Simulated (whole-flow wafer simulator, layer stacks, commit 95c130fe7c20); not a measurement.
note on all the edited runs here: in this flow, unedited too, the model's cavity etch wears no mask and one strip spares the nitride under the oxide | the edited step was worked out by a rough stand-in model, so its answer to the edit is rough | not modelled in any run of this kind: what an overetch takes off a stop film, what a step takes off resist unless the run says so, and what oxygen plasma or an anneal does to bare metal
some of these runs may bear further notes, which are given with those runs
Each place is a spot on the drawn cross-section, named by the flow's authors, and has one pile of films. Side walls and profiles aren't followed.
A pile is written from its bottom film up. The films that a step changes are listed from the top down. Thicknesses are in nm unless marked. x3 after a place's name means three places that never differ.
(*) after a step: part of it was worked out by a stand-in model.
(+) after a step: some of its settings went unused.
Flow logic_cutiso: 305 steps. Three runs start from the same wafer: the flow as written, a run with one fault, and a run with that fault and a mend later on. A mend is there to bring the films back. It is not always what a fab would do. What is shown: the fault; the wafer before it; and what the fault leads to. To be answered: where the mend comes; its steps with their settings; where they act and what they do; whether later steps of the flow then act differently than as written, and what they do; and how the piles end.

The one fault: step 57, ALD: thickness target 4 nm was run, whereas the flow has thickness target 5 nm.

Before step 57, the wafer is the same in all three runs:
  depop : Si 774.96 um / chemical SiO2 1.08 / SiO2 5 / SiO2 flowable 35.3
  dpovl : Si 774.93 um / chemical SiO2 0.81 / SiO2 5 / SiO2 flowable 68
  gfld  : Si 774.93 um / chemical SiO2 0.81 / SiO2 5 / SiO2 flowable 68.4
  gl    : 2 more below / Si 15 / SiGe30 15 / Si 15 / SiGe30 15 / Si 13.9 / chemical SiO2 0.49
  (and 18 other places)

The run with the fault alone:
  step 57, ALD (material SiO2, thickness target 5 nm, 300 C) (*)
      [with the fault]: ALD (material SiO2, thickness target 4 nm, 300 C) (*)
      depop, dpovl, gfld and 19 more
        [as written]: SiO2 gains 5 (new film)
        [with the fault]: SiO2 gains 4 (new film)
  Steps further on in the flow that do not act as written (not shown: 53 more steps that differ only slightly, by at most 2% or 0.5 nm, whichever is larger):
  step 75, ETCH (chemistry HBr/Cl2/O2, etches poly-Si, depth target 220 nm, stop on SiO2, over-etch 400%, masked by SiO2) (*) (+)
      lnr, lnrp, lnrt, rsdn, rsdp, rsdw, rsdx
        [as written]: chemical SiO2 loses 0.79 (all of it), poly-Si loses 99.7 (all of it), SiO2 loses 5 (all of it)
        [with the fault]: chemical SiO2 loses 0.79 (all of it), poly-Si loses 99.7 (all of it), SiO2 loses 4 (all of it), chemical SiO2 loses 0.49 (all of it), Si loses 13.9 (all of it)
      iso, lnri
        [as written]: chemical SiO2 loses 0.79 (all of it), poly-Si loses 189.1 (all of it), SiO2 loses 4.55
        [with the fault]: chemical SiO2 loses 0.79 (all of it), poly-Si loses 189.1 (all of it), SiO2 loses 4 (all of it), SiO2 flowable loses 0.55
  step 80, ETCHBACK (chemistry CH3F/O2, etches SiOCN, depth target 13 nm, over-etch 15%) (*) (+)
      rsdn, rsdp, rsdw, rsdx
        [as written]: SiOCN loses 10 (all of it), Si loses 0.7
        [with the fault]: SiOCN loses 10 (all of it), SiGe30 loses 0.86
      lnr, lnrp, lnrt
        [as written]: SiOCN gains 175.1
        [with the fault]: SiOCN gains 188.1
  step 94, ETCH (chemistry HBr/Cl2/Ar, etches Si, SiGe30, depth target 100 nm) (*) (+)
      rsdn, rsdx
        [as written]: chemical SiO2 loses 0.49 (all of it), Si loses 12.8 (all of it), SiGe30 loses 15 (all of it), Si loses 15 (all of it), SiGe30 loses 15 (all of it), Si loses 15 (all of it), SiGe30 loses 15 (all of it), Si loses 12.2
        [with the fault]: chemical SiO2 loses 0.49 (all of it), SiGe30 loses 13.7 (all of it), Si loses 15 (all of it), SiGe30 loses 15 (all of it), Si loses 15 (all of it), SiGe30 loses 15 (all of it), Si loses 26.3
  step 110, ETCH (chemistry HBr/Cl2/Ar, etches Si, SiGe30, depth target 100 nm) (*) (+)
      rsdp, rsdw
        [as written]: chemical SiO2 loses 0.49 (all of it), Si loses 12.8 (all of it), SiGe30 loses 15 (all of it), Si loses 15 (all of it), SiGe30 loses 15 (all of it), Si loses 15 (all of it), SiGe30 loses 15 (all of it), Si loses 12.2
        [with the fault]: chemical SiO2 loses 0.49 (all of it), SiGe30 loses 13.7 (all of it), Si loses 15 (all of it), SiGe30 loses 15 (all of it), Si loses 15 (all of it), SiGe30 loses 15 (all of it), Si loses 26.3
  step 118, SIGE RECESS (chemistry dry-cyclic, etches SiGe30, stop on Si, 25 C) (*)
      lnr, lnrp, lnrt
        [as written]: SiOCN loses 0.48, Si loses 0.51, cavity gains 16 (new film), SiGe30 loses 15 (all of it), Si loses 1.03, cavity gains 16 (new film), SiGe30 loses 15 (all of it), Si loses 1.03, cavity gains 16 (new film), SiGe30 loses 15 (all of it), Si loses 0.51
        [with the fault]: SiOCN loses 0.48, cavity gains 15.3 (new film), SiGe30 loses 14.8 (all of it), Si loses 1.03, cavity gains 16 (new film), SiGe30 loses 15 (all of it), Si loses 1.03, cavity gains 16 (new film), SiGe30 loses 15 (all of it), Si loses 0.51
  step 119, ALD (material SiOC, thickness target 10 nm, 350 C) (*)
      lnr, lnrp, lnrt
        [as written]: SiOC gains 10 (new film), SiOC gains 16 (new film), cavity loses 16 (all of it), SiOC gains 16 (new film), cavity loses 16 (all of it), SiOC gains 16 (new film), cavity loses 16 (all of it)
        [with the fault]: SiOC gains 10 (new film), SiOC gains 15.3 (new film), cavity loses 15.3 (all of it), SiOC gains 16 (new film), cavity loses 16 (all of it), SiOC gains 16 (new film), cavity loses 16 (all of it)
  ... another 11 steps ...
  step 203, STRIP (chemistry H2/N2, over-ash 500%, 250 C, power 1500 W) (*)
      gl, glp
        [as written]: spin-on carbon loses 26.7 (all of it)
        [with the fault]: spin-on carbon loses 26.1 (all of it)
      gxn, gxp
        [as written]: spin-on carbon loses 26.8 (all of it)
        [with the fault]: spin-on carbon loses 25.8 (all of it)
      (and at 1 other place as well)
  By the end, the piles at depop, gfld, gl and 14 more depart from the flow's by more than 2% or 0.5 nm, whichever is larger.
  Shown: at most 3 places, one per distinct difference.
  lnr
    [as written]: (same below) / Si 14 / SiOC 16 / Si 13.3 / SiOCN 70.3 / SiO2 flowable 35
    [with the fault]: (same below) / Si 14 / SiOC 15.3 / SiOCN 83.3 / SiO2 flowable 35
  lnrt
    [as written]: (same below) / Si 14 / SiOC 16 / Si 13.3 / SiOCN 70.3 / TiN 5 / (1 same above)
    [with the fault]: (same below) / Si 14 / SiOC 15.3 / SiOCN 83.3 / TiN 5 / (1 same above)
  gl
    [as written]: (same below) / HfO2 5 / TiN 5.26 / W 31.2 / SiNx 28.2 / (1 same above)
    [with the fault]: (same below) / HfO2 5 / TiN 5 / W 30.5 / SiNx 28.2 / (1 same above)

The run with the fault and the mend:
  After step 57 comes the mend.
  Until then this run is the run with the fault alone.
  step 57a, ALD (material SiO2, thickness target 1 nm, 300 C) (*) (the flow's step 57, run once more with other settings)
      depop, dpovl, gfld and 19 more
        SiO2 gains 1
  None of the later steps of the flow acts differently than as written at any place that is followed.
  The piles end the same as the flow's at every place that both follow.
